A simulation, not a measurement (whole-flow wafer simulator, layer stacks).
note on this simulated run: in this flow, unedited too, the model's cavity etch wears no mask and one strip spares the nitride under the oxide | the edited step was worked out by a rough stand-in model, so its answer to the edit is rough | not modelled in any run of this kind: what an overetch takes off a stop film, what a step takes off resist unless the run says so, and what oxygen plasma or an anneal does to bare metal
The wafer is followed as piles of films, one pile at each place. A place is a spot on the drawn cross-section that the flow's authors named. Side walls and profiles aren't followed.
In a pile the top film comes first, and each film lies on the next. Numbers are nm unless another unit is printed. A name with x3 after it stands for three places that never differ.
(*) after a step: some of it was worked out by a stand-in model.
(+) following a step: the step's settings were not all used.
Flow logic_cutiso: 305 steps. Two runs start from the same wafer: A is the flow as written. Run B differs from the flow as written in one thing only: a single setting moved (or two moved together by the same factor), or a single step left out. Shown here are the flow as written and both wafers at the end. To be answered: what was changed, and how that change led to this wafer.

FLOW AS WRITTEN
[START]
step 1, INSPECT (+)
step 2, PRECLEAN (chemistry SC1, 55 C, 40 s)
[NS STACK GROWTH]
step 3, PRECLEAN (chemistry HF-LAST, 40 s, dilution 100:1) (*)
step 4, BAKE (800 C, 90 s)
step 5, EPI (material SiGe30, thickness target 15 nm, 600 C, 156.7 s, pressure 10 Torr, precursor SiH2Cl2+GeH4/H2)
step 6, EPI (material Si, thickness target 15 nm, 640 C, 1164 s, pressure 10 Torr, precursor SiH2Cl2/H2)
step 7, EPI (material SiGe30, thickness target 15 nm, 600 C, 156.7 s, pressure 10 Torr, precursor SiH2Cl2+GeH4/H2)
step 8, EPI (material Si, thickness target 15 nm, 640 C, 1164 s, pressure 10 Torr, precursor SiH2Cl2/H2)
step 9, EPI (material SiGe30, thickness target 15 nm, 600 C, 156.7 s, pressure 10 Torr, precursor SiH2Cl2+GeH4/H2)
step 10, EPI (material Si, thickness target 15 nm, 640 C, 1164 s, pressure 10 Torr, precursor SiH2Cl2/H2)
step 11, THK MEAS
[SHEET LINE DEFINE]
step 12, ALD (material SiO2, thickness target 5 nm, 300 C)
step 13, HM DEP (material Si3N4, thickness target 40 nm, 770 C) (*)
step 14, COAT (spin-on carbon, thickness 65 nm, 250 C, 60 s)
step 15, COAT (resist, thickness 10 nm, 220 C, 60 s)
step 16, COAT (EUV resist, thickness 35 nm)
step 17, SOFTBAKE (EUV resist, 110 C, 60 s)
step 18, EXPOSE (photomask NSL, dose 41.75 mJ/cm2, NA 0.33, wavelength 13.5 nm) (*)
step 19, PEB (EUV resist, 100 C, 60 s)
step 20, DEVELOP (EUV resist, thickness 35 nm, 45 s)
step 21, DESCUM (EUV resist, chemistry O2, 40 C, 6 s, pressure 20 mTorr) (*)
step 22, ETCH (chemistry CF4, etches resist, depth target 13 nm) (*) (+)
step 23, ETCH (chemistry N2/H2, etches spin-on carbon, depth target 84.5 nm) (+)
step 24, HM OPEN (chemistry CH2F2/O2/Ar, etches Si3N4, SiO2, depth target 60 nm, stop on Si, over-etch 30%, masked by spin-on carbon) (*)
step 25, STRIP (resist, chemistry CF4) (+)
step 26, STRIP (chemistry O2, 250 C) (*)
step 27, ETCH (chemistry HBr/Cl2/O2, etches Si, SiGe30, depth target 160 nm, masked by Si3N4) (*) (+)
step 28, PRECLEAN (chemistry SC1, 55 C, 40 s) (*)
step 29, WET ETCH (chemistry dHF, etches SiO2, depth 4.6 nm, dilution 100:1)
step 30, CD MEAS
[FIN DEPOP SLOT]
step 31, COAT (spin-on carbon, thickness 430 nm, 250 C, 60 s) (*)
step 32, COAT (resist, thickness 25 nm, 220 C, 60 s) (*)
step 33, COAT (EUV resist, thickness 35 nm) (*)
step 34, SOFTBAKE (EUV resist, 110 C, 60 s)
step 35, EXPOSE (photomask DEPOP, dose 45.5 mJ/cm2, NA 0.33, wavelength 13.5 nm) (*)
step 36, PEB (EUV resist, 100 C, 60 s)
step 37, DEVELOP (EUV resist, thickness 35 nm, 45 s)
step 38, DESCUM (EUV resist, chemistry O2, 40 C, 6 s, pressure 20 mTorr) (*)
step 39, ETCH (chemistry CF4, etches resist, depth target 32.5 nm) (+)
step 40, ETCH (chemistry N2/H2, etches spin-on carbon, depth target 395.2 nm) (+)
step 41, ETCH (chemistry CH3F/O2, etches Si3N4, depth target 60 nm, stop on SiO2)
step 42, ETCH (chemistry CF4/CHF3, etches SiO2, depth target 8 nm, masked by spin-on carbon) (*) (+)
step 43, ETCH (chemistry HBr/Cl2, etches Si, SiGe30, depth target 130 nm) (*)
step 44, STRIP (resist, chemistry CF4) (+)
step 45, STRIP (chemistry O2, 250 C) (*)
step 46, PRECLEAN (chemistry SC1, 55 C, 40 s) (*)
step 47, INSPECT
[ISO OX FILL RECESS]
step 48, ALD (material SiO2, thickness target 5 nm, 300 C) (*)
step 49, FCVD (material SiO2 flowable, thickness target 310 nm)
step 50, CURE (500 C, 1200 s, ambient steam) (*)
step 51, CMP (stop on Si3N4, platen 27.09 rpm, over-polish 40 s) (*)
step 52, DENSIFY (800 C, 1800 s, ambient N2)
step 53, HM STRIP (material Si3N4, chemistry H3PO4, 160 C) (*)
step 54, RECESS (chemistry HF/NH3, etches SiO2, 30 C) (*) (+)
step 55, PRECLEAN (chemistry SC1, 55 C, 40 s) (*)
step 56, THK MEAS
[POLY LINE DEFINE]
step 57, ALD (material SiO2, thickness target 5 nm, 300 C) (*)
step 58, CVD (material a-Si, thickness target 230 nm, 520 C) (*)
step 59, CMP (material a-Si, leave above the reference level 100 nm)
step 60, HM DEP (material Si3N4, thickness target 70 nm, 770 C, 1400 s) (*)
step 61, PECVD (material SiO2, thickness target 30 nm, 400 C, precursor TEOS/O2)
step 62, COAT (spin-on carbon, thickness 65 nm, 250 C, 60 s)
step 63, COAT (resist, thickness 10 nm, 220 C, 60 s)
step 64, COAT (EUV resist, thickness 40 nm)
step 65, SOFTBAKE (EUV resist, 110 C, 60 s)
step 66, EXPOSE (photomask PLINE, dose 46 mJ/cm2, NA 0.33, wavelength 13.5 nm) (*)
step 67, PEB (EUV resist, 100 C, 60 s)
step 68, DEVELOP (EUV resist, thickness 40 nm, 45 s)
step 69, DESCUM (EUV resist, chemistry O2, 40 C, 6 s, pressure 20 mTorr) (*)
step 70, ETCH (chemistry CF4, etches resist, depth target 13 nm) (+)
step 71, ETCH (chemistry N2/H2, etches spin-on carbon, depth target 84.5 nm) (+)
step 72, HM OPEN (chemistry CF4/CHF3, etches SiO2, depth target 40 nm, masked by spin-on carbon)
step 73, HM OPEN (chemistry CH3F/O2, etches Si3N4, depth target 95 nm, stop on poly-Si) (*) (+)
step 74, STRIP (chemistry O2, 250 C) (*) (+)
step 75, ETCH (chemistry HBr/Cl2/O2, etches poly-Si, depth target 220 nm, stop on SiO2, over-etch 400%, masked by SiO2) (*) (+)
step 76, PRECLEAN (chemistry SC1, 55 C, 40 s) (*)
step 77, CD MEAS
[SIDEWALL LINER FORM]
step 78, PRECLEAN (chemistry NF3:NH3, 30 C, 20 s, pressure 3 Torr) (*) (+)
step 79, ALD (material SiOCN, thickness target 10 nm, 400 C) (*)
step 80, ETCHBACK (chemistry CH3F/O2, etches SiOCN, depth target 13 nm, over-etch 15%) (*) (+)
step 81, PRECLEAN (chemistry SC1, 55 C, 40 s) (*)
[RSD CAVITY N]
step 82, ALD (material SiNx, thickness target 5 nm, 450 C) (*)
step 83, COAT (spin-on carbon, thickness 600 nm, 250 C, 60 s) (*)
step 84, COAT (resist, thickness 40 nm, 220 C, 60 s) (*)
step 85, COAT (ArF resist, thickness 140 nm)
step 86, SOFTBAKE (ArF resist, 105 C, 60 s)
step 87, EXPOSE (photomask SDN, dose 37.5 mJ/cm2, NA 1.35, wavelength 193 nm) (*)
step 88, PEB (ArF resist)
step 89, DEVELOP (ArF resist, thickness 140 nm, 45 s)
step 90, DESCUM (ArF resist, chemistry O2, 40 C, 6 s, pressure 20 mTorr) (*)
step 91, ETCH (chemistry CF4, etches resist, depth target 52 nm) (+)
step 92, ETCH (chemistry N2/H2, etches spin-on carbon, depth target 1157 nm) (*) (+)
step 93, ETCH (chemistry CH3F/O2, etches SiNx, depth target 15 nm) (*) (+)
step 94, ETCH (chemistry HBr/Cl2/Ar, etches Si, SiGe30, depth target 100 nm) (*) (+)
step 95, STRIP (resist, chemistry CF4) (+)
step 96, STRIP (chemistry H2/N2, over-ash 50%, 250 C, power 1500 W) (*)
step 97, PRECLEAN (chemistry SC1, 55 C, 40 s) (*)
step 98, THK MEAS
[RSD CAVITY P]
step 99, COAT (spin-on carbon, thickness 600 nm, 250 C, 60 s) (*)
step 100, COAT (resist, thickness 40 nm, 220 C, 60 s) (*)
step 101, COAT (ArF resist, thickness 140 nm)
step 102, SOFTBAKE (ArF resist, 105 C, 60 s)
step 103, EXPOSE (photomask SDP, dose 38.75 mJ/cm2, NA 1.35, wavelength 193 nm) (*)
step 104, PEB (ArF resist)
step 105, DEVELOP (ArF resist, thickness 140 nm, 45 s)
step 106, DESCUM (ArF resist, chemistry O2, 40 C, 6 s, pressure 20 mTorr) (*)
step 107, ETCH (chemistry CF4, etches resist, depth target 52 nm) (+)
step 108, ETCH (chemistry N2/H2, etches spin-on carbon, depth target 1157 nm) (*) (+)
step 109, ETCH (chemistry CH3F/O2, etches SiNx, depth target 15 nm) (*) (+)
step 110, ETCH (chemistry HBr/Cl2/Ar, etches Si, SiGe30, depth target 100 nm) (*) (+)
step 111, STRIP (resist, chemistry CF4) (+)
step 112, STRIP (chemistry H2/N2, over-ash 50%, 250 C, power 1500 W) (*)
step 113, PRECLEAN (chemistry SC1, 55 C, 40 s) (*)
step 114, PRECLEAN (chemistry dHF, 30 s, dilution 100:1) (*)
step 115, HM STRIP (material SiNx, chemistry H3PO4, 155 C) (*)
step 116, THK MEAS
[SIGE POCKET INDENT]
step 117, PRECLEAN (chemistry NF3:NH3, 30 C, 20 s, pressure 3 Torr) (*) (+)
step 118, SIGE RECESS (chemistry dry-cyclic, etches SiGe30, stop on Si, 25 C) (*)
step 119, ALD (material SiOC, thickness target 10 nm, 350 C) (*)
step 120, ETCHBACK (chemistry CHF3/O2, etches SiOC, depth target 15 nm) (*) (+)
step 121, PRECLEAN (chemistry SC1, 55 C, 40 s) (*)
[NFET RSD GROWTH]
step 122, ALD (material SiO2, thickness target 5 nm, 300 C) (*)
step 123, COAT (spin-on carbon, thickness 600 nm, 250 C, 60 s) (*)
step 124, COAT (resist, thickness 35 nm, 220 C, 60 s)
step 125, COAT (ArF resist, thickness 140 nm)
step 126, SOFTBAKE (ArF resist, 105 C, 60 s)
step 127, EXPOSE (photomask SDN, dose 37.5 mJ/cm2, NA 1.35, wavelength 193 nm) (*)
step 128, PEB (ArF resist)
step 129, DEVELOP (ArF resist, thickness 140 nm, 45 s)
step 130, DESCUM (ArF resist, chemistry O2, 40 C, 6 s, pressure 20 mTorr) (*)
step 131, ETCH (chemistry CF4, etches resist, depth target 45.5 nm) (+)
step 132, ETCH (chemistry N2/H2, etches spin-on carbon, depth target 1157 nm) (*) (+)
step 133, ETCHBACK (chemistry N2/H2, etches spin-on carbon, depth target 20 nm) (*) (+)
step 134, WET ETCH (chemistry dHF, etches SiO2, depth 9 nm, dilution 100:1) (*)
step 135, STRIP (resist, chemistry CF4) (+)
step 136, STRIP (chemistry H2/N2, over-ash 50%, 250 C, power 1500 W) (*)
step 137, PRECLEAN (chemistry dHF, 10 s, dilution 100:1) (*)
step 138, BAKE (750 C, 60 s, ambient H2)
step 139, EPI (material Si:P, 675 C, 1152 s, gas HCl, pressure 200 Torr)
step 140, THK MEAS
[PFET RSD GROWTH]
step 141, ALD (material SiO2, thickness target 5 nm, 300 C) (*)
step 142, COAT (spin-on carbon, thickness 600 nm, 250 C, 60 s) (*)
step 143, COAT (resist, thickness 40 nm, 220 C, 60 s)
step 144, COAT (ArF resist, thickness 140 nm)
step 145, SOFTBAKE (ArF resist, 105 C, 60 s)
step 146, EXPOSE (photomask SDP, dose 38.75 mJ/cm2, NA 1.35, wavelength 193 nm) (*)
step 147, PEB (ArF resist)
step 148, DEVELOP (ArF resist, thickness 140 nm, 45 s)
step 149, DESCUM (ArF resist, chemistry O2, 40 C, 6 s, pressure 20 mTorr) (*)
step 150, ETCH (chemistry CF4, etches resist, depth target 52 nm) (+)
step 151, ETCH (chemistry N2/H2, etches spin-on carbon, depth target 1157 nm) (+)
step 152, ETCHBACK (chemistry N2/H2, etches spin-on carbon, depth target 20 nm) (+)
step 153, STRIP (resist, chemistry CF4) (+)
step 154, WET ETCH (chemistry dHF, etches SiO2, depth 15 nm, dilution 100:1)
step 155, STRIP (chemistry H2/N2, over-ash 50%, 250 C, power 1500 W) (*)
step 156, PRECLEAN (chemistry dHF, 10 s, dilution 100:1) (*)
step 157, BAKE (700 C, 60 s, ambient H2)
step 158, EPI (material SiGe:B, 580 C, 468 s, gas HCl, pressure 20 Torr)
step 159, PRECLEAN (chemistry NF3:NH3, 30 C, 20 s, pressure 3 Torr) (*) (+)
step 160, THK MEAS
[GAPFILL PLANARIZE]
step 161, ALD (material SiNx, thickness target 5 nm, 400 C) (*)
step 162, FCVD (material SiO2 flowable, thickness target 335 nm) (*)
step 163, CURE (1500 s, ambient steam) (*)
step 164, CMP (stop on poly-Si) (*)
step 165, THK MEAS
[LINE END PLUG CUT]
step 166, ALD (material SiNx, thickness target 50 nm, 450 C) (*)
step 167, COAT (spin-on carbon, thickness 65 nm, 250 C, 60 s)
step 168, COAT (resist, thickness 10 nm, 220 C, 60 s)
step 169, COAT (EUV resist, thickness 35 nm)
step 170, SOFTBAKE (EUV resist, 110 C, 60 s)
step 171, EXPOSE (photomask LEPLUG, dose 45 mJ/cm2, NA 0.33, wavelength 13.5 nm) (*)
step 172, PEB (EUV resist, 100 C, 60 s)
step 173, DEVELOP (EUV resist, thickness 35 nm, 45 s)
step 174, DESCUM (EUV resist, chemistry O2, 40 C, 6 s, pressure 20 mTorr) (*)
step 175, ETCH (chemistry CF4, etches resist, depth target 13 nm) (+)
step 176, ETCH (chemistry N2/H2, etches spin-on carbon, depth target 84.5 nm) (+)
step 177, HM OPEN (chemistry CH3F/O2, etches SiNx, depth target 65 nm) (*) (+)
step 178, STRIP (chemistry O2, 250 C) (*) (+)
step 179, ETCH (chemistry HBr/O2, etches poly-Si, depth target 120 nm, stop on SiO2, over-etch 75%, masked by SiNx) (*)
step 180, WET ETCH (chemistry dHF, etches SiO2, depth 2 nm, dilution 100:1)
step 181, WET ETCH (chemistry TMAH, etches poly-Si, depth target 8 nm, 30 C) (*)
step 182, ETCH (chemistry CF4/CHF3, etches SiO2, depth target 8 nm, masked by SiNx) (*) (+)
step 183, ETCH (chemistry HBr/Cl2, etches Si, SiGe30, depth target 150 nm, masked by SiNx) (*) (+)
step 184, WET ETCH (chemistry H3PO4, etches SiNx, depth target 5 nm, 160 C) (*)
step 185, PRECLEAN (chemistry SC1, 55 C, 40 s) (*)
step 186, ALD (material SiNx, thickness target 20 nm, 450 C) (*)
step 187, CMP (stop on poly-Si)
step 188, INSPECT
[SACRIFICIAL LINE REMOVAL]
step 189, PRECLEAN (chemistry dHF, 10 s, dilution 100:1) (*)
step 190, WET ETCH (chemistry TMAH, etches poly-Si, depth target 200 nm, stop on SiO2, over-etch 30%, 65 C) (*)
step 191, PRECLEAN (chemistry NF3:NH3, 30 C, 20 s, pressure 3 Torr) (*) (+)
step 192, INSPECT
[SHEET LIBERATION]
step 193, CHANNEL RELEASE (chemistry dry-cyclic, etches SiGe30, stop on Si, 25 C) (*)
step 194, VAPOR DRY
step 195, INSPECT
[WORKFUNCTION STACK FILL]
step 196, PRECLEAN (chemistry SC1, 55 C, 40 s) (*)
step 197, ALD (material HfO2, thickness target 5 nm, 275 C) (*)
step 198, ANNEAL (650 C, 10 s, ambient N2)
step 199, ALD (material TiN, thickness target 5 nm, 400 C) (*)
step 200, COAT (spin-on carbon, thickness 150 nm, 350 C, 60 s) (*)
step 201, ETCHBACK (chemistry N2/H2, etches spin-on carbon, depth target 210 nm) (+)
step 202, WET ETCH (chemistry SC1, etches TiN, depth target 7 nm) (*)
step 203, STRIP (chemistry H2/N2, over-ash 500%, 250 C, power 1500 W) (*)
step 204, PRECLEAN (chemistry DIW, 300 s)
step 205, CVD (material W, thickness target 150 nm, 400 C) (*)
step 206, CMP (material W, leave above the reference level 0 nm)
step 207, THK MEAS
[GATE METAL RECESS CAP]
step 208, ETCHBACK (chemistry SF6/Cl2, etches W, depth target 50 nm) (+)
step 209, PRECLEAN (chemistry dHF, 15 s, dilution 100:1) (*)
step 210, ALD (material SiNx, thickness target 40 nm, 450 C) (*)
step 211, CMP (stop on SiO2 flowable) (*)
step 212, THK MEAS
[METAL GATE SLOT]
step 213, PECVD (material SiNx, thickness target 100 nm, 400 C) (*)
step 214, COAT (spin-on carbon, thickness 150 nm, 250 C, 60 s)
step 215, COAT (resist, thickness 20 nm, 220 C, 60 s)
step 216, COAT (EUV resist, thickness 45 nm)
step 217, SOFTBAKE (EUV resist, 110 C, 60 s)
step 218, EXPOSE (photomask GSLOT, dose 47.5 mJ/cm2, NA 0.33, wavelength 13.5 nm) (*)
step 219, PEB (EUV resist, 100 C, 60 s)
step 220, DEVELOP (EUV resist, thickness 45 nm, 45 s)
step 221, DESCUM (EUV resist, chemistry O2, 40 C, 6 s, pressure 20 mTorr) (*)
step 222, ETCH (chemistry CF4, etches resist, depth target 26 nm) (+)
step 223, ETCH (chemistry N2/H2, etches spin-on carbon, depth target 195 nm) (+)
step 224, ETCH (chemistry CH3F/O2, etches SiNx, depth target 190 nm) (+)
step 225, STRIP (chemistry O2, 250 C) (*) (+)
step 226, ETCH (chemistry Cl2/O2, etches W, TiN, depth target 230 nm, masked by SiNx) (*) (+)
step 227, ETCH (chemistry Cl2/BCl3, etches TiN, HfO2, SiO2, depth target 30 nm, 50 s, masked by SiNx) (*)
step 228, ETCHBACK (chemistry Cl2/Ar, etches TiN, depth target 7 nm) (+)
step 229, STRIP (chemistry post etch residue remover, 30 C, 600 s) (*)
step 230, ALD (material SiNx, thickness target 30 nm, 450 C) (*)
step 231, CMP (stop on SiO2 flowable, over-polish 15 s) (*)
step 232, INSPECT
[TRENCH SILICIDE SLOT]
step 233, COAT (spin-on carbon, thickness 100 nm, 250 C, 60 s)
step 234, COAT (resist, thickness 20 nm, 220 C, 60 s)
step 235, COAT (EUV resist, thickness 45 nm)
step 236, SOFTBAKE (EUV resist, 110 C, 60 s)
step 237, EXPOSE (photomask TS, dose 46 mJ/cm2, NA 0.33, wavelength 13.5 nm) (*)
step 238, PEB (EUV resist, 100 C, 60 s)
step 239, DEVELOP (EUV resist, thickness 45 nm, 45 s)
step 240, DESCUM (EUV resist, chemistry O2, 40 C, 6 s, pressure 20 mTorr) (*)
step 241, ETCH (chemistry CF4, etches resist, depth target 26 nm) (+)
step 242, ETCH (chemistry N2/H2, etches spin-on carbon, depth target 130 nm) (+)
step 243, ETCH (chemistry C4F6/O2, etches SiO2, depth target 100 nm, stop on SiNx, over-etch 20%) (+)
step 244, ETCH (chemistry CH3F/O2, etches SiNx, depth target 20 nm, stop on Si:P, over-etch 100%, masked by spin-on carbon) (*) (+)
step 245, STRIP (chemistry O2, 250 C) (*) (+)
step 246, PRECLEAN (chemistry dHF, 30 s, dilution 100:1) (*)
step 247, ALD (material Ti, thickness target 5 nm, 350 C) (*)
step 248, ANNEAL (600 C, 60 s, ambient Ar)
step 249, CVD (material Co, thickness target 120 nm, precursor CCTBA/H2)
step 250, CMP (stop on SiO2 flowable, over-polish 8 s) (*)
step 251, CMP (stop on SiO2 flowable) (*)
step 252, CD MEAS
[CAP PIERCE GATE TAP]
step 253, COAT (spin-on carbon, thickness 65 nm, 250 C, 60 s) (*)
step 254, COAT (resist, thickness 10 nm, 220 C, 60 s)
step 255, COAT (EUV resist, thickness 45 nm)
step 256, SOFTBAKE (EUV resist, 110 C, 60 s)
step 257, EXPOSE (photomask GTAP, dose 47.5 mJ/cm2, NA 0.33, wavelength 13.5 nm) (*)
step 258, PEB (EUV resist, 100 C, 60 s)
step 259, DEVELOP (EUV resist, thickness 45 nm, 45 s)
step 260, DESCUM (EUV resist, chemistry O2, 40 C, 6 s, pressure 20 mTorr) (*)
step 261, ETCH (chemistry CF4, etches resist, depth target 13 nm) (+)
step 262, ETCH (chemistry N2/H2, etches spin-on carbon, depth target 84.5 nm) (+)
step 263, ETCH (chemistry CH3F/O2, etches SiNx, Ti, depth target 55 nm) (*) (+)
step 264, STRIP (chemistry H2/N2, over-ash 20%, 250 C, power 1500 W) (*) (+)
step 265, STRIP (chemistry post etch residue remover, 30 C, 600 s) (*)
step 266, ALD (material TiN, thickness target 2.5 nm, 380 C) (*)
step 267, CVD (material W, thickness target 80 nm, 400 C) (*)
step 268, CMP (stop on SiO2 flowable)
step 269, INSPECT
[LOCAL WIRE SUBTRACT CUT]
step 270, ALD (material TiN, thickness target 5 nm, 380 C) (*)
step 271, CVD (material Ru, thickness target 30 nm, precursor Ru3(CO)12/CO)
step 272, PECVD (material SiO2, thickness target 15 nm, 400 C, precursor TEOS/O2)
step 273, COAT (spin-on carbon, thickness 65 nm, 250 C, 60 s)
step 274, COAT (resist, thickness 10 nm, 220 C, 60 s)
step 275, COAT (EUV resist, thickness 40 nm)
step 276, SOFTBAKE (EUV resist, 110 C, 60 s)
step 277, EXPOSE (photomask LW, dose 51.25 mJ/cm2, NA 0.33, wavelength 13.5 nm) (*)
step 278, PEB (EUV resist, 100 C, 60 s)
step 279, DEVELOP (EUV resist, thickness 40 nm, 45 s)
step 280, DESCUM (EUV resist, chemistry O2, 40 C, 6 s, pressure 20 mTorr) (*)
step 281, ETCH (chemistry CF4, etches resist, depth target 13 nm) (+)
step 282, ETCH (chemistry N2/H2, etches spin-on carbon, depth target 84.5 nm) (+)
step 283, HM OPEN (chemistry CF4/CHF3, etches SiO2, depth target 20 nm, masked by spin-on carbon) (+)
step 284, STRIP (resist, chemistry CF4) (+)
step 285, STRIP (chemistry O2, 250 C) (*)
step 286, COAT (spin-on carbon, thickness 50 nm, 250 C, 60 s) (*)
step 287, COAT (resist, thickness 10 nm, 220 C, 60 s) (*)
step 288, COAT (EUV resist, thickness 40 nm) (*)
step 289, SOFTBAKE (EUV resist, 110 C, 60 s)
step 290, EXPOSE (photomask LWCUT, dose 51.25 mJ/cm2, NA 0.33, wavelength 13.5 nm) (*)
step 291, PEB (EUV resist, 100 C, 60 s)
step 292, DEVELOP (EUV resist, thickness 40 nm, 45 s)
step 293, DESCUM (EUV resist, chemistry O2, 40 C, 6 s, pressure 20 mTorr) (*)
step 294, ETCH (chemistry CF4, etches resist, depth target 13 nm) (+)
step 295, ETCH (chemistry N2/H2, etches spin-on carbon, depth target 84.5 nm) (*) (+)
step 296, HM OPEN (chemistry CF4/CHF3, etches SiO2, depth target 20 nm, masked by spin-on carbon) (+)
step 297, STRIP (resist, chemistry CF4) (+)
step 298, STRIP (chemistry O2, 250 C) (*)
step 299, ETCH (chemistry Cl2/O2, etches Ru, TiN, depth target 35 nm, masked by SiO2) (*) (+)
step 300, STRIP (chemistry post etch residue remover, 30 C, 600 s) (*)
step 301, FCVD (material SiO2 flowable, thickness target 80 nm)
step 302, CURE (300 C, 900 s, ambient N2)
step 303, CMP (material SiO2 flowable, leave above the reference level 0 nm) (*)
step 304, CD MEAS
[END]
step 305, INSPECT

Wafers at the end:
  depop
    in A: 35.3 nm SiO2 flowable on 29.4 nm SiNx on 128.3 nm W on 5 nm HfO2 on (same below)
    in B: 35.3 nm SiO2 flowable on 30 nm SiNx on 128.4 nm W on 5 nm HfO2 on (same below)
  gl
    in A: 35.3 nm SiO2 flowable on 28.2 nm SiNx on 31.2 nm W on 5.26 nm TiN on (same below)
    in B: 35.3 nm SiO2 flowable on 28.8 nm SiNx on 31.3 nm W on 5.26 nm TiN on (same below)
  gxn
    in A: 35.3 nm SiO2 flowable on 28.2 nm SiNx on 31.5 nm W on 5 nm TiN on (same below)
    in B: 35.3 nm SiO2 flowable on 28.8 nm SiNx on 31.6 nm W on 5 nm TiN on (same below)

Cause: step 162, FCVD: thickness target 134 nm was run, whereas the flow has thickness target 335 nm.

The path from the change to this, step by step:
  step 162, FCVD (material SiO2 flowable, thickness target 335 nm) (*)
      depop, dpovl, isow, ns, nsgap: A SiO2 flowable gains 335 (new film) | B SiO2 flowable gains 134 (new film)
      rsdn, rsdp, rsdw, rsdx: A SiO2 flowable gains 423.9 (new film) | B SiO2 flowable gains 222.9 (new film)
      (also at 13 further places)
  step 163, CURE (1500 s, ambient steam) (*)
      depop, dpovl, isow, ns, nsgap: A SiO2 flowable loses 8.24 | B SiO2 flowable loses 3.34
      gfld: A SiO2 flowable loses 7.46 | B SiO2 flowable loses 2.96
      (also at 16 further places)
  step 164, CMP (stop on poly-Si) (*)
      depop, dpovl, isow, ns, nsgap: A SiO2 flowable loses 326.8 (all of it), SiNx loses 5 (all of it), SiO2 loses 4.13 (all of it), Si3N4 loses 70 (all of it) | B SiO2 flowable loses 130.7 (all of it), SiNx loses 5 (all of it), SiO2 loses 4.13 (all of it), Si3N4 loses 70 (all of it)
      rsdn, rsdx: A SiO2 flowable loses 331 | B SiO2 flowable loses 134.6
      (also at 15 further places)
  step 250, CMP (stop on SiO2 flowable, over-polish 8 s) (*)
      iso: A Co loses 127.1 | B Co loses 127.9 (all of it)
  step 251, CMP (stop on SiO2 flowable) (*)
      iso: A Co loses 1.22 (all of it), Ti loses 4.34 | B Ti loses 4.7
